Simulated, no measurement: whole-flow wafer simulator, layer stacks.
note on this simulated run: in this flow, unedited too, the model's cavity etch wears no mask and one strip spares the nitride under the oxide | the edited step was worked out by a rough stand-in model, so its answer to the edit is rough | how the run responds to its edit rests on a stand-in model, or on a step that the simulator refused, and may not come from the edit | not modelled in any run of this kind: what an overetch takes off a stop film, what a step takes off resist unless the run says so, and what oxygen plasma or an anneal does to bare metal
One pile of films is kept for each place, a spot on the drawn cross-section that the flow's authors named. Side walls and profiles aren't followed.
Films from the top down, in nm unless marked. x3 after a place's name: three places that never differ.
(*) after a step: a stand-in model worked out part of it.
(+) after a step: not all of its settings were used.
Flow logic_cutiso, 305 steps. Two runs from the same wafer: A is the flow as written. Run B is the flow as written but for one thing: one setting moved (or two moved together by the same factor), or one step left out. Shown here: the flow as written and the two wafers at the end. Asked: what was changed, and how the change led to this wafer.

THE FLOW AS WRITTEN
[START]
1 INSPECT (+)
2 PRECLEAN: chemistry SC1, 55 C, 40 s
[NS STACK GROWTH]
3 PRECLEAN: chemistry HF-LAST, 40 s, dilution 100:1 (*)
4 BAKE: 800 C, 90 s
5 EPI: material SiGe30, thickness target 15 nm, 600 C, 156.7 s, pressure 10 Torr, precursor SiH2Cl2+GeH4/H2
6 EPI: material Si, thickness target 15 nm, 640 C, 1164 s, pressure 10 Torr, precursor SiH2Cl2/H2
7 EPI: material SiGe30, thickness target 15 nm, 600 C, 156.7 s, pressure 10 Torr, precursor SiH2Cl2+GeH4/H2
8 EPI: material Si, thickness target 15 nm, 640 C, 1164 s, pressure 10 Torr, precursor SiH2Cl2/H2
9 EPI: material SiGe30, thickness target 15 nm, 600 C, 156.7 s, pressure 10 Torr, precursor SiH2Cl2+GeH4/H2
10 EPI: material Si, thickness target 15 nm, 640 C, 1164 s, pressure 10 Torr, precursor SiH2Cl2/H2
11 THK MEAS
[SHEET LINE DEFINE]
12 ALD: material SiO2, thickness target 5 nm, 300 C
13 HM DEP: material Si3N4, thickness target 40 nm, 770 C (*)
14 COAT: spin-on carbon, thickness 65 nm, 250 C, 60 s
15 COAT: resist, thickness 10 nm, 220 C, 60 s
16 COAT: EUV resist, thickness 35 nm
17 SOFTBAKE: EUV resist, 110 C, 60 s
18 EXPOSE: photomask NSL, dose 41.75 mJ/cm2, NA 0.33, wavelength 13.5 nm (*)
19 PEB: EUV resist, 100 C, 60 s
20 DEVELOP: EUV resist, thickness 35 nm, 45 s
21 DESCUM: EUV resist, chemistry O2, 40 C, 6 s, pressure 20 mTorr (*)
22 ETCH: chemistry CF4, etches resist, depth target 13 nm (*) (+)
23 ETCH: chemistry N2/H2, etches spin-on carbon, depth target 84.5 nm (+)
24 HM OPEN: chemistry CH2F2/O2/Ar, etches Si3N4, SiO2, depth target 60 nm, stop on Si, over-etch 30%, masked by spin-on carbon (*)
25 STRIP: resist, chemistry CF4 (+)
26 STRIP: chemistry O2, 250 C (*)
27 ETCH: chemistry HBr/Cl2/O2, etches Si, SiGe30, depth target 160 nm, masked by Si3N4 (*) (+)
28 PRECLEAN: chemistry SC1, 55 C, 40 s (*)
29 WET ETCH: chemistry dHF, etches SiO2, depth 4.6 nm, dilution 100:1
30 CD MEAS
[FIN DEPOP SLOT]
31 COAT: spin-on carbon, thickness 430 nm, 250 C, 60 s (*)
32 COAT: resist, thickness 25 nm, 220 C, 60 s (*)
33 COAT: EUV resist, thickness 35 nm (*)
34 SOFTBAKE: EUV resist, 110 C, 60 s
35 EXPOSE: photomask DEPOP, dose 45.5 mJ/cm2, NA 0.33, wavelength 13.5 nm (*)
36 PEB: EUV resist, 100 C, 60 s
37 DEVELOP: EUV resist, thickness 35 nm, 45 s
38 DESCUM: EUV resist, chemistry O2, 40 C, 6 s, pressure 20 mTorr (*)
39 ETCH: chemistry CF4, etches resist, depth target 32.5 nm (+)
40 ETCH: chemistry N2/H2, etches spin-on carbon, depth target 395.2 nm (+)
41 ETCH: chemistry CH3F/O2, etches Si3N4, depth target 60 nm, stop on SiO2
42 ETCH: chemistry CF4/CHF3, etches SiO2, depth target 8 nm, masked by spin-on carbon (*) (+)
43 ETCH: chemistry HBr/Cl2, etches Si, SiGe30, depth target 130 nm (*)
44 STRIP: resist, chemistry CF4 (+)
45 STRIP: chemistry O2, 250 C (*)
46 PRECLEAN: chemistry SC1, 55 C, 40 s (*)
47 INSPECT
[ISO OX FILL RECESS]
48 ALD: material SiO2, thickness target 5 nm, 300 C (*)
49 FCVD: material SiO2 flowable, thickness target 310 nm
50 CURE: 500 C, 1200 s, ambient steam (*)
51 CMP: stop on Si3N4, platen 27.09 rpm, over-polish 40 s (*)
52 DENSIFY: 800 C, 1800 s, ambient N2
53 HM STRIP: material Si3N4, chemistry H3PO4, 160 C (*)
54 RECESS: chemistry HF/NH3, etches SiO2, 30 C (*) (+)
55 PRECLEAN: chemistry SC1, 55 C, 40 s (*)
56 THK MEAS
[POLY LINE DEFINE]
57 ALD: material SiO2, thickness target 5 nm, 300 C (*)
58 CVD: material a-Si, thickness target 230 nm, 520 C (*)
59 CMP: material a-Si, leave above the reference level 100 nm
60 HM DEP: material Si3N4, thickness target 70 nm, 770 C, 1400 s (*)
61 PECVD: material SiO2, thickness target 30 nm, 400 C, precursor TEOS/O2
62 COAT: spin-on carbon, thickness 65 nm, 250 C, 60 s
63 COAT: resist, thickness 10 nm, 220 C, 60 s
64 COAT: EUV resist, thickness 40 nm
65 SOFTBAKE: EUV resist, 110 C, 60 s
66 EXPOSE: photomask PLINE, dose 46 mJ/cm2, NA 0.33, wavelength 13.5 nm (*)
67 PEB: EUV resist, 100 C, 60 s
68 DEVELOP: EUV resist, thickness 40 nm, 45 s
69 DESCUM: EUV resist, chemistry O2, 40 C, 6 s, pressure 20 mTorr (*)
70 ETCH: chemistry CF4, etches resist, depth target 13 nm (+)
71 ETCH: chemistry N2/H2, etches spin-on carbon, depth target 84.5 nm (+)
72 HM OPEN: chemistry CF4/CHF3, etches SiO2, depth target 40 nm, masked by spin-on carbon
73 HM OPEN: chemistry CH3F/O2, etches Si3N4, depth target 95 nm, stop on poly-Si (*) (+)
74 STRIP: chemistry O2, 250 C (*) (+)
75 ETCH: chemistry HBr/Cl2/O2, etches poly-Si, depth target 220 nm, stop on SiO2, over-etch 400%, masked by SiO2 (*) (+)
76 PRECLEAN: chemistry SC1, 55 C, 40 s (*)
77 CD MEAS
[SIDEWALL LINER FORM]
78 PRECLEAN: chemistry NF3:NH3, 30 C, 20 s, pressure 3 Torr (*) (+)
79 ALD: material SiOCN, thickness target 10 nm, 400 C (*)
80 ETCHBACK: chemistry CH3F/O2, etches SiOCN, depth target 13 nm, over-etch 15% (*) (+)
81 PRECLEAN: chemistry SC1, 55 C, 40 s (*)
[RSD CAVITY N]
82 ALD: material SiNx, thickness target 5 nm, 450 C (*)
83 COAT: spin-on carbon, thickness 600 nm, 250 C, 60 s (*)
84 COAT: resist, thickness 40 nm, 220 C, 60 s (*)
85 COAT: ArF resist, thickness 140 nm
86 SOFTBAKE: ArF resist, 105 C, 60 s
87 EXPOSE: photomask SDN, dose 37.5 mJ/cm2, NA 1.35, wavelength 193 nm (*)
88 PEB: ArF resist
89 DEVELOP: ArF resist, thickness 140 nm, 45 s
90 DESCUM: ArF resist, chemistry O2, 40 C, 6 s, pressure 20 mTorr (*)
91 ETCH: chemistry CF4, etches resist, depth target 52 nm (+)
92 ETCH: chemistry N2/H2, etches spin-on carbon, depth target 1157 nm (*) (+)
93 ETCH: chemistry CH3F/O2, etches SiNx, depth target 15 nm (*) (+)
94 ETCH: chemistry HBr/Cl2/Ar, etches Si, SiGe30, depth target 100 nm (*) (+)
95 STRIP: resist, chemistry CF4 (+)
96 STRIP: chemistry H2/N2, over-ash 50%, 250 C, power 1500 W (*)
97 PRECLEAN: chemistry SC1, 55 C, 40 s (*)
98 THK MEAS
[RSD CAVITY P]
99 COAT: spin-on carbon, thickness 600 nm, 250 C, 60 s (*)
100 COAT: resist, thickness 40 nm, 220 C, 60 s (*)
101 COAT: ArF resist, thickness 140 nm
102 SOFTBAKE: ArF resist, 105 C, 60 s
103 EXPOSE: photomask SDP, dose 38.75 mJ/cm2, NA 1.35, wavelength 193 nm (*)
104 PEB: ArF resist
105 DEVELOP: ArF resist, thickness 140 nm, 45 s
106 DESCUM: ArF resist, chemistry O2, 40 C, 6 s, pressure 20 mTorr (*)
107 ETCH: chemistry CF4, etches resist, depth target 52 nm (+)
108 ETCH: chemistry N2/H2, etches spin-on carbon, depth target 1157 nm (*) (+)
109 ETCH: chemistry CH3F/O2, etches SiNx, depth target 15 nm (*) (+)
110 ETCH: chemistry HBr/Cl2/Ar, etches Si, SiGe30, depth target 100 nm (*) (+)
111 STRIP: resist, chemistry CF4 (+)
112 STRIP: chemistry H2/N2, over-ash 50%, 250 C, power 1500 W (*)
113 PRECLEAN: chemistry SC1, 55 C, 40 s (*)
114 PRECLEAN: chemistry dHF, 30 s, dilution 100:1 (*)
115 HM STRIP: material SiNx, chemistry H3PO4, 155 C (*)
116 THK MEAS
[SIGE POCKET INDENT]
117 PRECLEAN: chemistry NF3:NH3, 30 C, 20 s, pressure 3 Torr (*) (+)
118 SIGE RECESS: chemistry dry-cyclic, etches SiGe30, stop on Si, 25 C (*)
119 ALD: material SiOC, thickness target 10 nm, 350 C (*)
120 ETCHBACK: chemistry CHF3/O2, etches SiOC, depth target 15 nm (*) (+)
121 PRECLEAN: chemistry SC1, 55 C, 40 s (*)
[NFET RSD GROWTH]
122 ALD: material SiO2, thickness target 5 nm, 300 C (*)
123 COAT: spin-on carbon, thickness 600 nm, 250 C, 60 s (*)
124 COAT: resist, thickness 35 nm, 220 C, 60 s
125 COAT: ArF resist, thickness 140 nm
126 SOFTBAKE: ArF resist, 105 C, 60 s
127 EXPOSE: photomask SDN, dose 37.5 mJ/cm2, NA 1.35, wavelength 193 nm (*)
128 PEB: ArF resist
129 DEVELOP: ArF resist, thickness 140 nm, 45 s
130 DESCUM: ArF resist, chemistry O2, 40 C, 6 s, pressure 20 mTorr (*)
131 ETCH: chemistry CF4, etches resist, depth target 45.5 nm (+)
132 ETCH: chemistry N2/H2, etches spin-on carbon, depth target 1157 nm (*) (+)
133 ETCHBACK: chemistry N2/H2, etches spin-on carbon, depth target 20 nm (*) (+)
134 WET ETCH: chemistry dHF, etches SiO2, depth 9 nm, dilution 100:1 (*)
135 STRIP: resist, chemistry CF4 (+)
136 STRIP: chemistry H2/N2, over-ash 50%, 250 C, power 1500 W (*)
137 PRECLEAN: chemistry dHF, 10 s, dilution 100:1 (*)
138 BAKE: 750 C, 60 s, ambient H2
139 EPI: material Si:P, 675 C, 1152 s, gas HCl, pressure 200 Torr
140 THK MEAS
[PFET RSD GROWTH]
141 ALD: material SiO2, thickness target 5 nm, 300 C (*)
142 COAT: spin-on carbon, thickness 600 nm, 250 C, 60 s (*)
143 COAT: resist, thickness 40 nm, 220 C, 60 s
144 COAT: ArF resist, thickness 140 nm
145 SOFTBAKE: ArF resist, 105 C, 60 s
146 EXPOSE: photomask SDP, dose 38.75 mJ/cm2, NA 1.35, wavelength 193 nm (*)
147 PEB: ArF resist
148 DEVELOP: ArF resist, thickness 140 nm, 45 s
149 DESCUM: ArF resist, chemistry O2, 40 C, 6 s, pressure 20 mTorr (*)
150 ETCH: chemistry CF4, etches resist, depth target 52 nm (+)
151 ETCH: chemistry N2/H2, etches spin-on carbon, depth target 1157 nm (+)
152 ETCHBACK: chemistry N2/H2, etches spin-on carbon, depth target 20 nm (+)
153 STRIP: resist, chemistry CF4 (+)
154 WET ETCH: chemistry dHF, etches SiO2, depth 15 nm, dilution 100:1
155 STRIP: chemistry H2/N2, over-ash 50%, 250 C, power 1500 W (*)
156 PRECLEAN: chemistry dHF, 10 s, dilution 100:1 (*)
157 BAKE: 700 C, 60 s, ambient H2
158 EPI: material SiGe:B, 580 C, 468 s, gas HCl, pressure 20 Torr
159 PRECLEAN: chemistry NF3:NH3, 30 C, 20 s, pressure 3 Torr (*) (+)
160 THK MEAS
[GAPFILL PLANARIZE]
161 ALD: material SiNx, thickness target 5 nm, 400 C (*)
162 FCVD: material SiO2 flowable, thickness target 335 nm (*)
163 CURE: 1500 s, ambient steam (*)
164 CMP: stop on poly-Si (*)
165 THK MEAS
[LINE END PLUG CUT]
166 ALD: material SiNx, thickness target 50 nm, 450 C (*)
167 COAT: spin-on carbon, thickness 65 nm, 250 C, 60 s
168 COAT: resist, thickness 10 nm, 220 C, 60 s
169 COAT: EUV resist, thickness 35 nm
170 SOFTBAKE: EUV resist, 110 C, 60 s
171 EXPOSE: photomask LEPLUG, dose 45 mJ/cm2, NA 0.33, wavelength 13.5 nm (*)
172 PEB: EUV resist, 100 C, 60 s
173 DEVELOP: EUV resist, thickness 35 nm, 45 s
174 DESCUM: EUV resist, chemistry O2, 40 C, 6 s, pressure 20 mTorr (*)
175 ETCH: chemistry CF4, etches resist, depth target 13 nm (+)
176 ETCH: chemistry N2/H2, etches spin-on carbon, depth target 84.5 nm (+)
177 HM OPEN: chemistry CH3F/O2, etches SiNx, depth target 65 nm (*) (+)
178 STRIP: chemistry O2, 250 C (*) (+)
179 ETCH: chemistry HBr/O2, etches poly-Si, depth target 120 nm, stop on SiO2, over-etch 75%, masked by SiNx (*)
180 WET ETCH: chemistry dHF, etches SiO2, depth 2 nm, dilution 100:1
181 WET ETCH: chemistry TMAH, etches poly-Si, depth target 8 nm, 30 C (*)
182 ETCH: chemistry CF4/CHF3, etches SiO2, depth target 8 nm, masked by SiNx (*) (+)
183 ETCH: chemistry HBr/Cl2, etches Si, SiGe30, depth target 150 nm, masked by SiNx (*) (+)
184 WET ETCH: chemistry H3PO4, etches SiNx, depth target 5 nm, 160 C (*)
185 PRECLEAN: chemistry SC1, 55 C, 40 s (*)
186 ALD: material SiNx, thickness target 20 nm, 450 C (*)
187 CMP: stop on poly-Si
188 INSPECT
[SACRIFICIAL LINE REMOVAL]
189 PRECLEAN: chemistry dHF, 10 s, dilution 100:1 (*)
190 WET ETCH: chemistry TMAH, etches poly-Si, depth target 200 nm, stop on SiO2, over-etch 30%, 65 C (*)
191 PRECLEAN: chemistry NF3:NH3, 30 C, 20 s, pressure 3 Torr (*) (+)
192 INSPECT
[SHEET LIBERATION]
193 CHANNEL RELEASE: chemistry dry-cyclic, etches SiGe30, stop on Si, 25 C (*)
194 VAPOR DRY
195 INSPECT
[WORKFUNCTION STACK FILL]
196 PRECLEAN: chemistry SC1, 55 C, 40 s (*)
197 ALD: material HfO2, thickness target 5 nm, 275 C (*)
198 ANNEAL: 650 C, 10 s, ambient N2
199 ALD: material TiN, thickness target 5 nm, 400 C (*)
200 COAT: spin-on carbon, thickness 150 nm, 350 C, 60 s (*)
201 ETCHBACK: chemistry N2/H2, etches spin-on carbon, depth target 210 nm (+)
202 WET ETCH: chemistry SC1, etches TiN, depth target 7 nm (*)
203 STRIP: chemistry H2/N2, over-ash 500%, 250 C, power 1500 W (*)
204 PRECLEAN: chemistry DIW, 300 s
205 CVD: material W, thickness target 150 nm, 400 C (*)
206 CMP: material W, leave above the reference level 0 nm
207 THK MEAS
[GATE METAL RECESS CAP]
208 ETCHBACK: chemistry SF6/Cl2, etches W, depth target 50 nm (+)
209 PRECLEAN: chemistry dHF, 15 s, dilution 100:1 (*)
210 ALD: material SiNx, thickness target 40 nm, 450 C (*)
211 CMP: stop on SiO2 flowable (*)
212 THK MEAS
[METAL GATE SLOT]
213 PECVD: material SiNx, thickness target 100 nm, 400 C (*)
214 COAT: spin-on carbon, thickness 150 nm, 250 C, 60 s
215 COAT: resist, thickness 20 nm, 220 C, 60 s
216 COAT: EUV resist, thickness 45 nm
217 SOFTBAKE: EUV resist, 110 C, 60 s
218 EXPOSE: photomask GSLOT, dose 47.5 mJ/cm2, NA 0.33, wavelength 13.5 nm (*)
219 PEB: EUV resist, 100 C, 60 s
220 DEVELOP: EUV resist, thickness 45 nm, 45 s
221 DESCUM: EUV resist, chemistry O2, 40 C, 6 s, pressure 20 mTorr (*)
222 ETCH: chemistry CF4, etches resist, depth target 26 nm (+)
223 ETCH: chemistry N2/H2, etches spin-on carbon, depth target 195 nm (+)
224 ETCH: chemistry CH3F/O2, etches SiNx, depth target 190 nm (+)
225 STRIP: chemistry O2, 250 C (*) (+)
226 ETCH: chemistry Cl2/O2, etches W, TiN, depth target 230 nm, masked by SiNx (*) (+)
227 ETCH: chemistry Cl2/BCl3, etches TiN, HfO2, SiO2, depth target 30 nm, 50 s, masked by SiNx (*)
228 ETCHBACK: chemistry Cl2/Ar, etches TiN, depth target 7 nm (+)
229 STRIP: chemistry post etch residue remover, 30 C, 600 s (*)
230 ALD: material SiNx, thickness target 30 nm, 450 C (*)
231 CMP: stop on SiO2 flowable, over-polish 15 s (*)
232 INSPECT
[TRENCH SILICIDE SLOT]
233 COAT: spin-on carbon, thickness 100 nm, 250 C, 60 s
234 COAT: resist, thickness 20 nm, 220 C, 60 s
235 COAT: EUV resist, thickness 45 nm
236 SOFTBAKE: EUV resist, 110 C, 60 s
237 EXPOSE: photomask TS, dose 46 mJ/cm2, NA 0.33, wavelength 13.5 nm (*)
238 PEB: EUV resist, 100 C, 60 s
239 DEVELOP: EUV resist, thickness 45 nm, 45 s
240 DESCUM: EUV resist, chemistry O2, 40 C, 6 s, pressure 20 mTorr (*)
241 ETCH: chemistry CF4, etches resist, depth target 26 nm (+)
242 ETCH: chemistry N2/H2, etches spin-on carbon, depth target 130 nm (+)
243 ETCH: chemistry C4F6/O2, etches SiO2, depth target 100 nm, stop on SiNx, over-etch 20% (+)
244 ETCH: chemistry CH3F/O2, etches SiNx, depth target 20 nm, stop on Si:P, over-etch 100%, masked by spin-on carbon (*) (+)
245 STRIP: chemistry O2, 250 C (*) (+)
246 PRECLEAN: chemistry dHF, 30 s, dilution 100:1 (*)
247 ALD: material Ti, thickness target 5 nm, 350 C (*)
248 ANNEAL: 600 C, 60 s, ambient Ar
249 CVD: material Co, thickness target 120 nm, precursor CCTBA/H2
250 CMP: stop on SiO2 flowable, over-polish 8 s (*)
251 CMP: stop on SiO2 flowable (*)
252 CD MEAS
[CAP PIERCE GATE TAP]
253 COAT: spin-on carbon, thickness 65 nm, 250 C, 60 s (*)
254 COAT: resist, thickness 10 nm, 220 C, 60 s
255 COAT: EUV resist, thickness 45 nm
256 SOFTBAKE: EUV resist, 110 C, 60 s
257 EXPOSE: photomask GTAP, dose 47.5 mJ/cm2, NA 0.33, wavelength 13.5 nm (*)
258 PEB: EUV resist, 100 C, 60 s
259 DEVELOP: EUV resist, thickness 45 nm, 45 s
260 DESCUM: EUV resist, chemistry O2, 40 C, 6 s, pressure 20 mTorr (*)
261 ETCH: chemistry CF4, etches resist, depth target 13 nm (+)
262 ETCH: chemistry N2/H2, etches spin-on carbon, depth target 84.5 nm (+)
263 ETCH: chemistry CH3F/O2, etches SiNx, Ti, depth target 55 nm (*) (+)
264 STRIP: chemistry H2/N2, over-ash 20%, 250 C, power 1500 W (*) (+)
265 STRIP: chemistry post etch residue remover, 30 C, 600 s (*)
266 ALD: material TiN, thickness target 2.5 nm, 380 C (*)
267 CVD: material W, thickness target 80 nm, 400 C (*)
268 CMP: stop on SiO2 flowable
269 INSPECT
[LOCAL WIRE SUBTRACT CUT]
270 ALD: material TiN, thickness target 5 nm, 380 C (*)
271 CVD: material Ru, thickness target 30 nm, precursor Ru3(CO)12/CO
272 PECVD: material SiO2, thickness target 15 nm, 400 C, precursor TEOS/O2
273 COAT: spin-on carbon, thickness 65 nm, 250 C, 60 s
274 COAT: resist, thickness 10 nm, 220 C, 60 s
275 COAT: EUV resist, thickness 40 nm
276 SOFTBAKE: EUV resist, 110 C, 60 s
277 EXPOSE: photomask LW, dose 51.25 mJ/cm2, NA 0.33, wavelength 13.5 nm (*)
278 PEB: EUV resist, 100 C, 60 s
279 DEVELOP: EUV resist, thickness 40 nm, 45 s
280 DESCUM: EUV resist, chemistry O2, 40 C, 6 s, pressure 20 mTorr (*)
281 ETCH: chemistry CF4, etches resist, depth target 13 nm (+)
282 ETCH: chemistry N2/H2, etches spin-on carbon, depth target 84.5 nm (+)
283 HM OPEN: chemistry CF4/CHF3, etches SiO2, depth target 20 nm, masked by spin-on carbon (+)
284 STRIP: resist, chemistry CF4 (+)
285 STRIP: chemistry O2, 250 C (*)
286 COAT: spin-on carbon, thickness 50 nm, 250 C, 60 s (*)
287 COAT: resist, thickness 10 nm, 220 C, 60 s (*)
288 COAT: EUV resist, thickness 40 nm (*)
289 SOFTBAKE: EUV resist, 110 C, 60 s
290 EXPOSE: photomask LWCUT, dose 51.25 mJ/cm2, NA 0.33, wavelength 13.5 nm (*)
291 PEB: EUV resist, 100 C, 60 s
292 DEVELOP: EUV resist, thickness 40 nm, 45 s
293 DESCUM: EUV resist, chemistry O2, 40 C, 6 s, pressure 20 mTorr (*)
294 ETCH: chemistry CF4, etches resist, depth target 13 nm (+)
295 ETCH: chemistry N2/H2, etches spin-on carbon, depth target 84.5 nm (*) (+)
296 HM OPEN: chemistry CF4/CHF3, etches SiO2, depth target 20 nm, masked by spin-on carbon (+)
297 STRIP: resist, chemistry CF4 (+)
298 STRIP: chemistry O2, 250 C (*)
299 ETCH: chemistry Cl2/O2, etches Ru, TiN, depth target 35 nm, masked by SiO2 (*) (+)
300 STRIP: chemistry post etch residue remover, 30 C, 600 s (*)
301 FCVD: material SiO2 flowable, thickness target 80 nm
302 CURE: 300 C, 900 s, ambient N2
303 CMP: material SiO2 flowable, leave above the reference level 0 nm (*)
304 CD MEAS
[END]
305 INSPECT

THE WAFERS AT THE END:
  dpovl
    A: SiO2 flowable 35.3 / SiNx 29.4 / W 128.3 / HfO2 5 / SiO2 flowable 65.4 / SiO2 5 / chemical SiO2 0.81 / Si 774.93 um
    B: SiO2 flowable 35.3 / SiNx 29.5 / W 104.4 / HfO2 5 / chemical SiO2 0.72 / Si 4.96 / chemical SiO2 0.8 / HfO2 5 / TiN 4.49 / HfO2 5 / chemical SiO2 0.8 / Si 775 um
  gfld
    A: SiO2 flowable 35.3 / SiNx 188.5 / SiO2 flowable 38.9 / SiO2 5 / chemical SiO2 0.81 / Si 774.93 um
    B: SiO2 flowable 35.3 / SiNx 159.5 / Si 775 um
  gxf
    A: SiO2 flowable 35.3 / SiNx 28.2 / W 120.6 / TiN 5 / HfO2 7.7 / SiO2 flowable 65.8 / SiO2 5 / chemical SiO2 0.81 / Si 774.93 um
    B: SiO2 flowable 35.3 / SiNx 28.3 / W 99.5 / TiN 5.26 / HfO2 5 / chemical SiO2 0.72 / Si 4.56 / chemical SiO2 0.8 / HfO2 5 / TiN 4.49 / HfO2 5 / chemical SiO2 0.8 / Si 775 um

The cause: step 27, ETCH: depth target 64 nm was run, where the flow has depth target 160 nm.

How the change led to this, step by step:
  27 ETCH: chemistry HBr/Cl2/O2, etches Si, SiGe30, depth target 160 nm, masked by Si3N4 (*) (+)
      gfld, gxf, iso, lnri: A chemical SiO2 -0.79 (all of it), Si -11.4 (all of it), SiGe30 -15 (all of it), Si -15 (all of it), SiGe30 -15 (all of it), Si -15 (all of it), SiGe30 -15 (all of it), Si -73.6 | B chemical SiO2 -0.79 (all of it), Si -11.4 (all of it), SiGe30 -15 (all of it), Si -15 (all of it), SiGe30 -15 (all of it), Si -7.64
      dpovl, nsgap: A chemical SiO2 -0.79 (all of it), Si -11.8 (all of it), SiGe30 -15 (all of it), Si -15 (all of it), SiGe30 -15 (all of it), Si -15 (all of it), SiGe30 -15 (all of it), Si -73.2 | B chemical SiO2 -0.79 (all of it), Si -11.8 (all of it), SiGe30 -15 (all of it), Si -15 (all of it), SiGe30 -15 (all of it), Si -7.24
      (and at 16 more places)
  31 COAT: spin-on carbon, thickness 430 nm, 250 C, 60 s (*)
      depop, ns: A spin-on carbon +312 (new film) | B spin-on carbon +365.7 (new film)
      dpovl, nsgap: A spin-on carbon +503.7 (new film) | B spin-on carbon +470.1 (new film)
      (and at 18 more places)
  32 COAT: resist, thickness 25 nm, 220 C, 60 s (*)
      gfld, lnri: A resist +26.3 (new film) | B resist +25.7 (new film)
      iso: A resist +26.2 (new film) | B resist +25.6 (new film)
  40 ETCH: chemistry N2/H2, etches spin-on carbon, depth target 395.2 nm (+)
      depop: A spin-on carbon -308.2 (all of it), Si3N4 -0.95 | B spin-on carbon -361.9 (all of it), Si3N4 -0.36
  41 ETCH: chemistry CH3F/O2, etches Si3N4, depth target 60 nm, stop on SiO2
      gfld, gl, glp and 17 more: A resist -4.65 | B resist -6.51
      depop: A Si3N4 -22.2 (all of it), SiO2 -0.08 | B Si3N4 -31.5 (all of it), SiO2 -0.08
      (and at 1 more place)
  42 ETCH: chemistry CF4/CHF3, etches SiO2, depth target 8 nm, masked by spin-on carbon (*) (+)
      gfld: A resist -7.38 | B resist -5.31 (all of it), spin-on carbon -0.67
      gxf: A resist -7.42 (all of it) | B resist -5.13 (all of it), spin-on carbon -0.72
      (and at 18 more places)
  45 STRIP: chemistry O2, 250 C (*)
      gfld, lnri: A chemical SiO2 +0.82 (new film), spin-on carbon -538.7 (all of it), Si -0.36 | B chemical SiO2 +0.8 (new film), spin-on carbon -473.8 (all of it), Si -0.35
      glp, tap: A spin-on carbon -347.6 (all of it) | B spin-on carbon -369.8 (all of it)
      (and at 17 more places)
  49 FCVD: material SiO2 flowable, thickness target 310 nm
      gl, glp, gxn and 10 more: A SiO2 flowable +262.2 (new film) | B SiO2 flowable +283.9 (new film)
      gfld, gxf, iso, lnri: A SiO2 flowable +453.9 (new film) | B SiO2 flowable +388.3 (new film)
      (and at 5 more places)
  50 CURE: 500 C, 1200 s, ambient steam (*)
      depop: A SiO2 flowable -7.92 | B SiO2 flowable -8.77
      dpovl: A SiO2 flowable -7.92 | B SiO2 flowable -8.76
      (and at 9 more places)
  51 CMP: stop on Si3N4, platen 27.09 rpm, over-polish 40 s (*)
      dpovl, isow: A SiO2 flowable -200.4 | B SiO2 flowable -244.1
      gxn, gxp: A SiO2 flowable -253 (all of it), SiO2 -5 (all of it), Si3N4 -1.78 | B SiO2 flowable -274.6 (all of it), SiO2 -5 (all of it), Si3N4 -1.78
      (and at 18 more places)
  52 DENSIFY: 800 C, 1800 s, ambient N2
      gfld, gxf, iso, lnri: A SiO2 flowable -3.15 | B SiO2 flowable -1.3
      dpovl: A SiO2 flowable -2.82 | B SiO2 flowable -1.4
      (and at 2 more places)
  53 HM STRIP: material Si3N4, chemistry H3PO4, 160 C (*)
      gl, glp, gxn and 11 more: A Si3N4 -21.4 (all of it), SiO2 -0.36 | B Si3N4 -30.1 (all of it), SiO2 -0.51
      depop, dpovl, gfld, gxf, iso, isow, lnri, nsgap: A SiO2 flowable -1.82 | B SiO2 flowable -2.56
  54 RECESS: chemistry HF/NH3, etches SiO2, 30 C (*) (+)
      gfld, gxf, iso, lnri: A SiO2 flowable -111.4 | B SiO2 flowable -93.8 (all of it), SiO2 -5 (all of it), chemical SiO2 -0.8 (all of it)
      dpovl: A SiO2 flowable -111.5 | B SiO2 flowable -93 (all of it), SiO2 -5 (all of it), chemical SiO2 -0.8 (all of it)
      (and at 3 more places)
  55 PRECLEAN: chemistry SC1, 55 C, 40 s (*)
      dpovl, gfld, gxf, iso, lnri, nsgap: A SiO2 flowable -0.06 | B chemical SiO2 +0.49 (new film), Si -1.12
      isow: A nothing | B chemical SiO2 +0.49 (new film), Si -1.12
  58 CVD: material a-Si, thickness target 230 nm, 520 C (*)
      gfld, gxf, iso, lnri: A a-Si +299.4 (new film) | B a-Si +278.2 (new film)
      dpovl, nsgap: A a-Si +319.4 (new film) | B a-Si +297.9 (new film)
      (and at 1 more place)
  60 HM DEP: material Si3N4, thickness target 70 nm, 770 C, 1400 s (*)
      gfld, gxf, iso, lnri: A Si3N4 +70 (new film), poly-Si +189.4 (new film), a-Si -189.4 (all of it) | B Si3N4 +70 (new film), poly-Si +168.3 (new film), a-Si -168.3 (all of it)
      dpovl, nsgap: A Si3N4 +70 (new film), poly-Si +189.4 (new film), a-Si -189.4 (all of it) | B Si3N4 +70 (new film), poly-Si +167.9 (new film), a-Si -167.9 (all of it)
      (and at 1 more place)
  ... 31 more steps ...
  231 CMP: stop on SiO2 flowable, over-polish 15 s (*)
      depop, dpovl, gfld and 10 more: A SiNx -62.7 | B SiNx -68.6
      lnr, lnri, lnrp, lnrt: A SiNx -61 (all of it), SiOCN -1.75 | B SiNx -66.9 (all of it), SiOCN -1.75
      (and at 5 more places)
Counting metal films that touch as one body, dpovl has 2 bodies (between them, from the top down: HfO2 5 / chemical SiO2 0.72 / Si 4.96 / chemical SiO2 0.8 / HfO2 5); the flow as written gives 1 body.
Counting metal films that touch as one body, gxf has 2 bodies (between them, from the top down: HfO2 5 / chemical SiO2 0.72 / Si 4.56 / chemical SiO2 0.8 / HfO2 5); the flow as written gives 1 body.
